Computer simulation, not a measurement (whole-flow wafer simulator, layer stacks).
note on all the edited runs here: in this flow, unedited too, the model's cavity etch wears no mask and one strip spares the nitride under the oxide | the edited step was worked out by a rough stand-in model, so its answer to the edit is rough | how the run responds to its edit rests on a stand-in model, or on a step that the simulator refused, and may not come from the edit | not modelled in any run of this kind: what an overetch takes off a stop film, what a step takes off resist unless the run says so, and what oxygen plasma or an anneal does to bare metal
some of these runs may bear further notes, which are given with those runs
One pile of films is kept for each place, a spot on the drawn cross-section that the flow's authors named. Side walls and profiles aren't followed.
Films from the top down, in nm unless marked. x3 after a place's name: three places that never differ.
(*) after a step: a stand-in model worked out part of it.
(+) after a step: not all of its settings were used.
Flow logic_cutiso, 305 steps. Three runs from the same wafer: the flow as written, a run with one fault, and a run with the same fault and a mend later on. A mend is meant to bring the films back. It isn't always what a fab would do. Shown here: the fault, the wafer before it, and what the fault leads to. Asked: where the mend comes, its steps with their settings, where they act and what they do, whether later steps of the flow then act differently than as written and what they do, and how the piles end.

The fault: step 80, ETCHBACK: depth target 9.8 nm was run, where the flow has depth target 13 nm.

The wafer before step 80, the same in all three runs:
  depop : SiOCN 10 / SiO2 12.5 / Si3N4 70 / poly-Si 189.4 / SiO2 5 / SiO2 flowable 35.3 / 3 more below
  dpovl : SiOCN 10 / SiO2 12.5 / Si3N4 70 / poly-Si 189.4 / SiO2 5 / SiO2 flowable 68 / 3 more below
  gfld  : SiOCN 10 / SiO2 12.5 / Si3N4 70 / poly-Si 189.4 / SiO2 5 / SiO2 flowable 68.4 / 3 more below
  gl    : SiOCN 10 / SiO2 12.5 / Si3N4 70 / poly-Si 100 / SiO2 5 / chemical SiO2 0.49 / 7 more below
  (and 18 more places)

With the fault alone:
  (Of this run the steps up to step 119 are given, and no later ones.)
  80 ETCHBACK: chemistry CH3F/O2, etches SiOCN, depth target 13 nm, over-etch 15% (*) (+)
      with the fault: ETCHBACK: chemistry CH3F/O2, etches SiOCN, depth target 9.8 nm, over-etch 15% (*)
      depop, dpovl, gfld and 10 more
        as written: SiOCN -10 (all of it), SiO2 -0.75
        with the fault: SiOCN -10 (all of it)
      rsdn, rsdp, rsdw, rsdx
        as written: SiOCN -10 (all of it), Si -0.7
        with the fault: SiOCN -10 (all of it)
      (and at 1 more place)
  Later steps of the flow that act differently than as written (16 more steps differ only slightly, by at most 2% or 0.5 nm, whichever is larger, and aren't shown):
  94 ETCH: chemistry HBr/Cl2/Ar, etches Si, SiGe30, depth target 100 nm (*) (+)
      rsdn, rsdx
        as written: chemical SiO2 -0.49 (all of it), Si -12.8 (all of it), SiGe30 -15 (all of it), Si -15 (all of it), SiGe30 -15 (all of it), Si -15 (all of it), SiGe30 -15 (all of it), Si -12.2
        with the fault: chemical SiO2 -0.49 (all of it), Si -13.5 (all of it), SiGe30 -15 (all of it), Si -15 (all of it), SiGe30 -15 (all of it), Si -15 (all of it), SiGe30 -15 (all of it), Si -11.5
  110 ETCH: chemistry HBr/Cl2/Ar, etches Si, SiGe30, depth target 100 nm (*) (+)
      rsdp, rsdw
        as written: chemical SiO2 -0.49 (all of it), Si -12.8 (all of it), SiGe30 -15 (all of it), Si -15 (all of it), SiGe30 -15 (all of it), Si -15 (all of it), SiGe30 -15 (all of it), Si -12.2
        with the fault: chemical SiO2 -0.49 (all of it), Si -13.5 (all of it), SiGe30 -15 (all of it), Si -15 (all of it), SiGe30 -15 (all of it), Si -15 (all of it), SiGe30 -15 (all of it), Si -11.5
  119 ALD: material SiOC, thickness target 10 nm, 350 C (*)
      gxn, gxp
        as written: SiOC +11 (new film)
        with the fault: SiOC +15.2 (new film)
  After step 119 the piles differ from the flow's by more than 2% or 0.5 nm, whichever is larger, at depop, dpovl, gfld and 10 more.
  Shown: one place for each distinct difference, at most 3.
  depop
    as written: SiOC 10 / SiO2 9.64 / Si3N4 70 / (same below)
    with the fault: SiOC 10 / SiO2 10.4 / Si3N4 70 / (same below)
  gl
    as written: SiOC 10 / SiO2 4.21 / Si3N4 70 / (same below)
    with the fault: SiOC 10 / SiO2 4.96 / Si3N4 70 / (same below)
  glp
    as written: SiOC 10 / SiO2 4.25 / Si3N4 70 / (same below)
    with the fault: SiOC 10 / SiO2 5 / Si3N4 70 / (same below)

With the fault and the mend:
  The mend comes after step 80.
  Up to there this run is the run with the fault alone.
  80a ETCHBACK: chemistry CH3F/O2, etches SiOCN, depth target 3.2 nm, over-etch 15% (*) (+) (the flow's step 80 once more, with other settings)
      depop, dpovl, gfld and 10 more
        SiO2 -0.8
      lnr, lnri, lnrp, lnrt
        SiOCN -3.2
      rsdn, rsdp, rsdw, rsdx
        Si -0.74
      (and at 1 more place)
  No later step of the flow acts differently than as written, at any place that is followed, by more than 2% or 0.5 nm, whichever is larger.
  At the end the piles differ from the flow's only slightly at the places that both follow, by at most 2% or 0.5 nm, whichever is larger.
